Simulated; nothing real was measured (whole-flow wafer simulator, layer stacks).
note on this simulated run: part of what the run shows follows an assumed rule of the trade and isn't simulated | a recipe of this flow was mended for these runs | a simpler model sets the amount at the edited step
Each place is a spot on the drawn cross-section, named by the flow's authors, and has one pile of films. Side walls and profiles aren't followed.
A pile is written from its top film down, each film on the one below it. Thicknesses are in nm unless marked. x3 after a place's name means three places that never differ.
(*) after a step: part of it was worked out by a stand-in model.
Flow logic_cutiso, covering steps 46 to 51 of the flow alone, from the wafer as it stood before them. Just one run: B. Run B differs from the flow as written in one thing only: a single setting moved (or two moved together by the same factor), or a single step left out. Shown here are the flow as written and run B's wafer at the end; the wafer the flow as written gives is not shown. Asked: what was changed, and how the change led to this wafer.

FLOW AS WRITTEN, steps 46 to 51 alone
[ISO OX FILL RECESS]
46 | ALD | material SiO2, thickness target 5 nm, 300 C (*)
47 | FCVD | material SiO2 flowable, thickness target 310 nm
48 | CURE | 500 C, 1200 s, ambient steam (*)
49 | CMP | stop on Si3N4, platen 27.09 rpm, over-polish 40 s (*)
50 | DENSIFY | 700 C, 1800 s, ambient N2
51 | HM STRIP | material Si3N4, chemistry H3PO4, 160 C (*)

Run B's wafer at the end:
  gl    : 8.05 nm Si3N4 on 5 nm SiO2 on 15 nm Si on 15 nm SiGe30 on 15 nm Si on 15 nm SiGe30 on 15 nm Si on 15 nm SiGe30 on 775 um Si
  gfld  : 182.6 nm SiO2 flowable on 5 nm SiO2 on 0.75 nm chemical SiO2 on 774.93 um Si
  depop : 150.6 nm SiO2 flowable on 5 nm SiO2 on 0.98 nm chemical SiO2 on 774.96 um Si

The reason: step 51, HM STRIP: 139 C was run, while the flow as written has 160 C.

The path from the change to this, step by step:
  51 | HM STRIP | material Si3N4, chemistry H3PO4, 160 C (*)
      gl, glp, gxn x2 and 10 more: Si3N4 loses 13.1 (it would be, as written: Si3N4 loses 21.2 (all of it), SiO2 loses 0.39)
      depop, dpovl, gfld, gxf, iso, isow, lnri, nsgap: SiO2 flowable loses 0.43 (it would be, as written: SiO2 flowable loses 2.22)
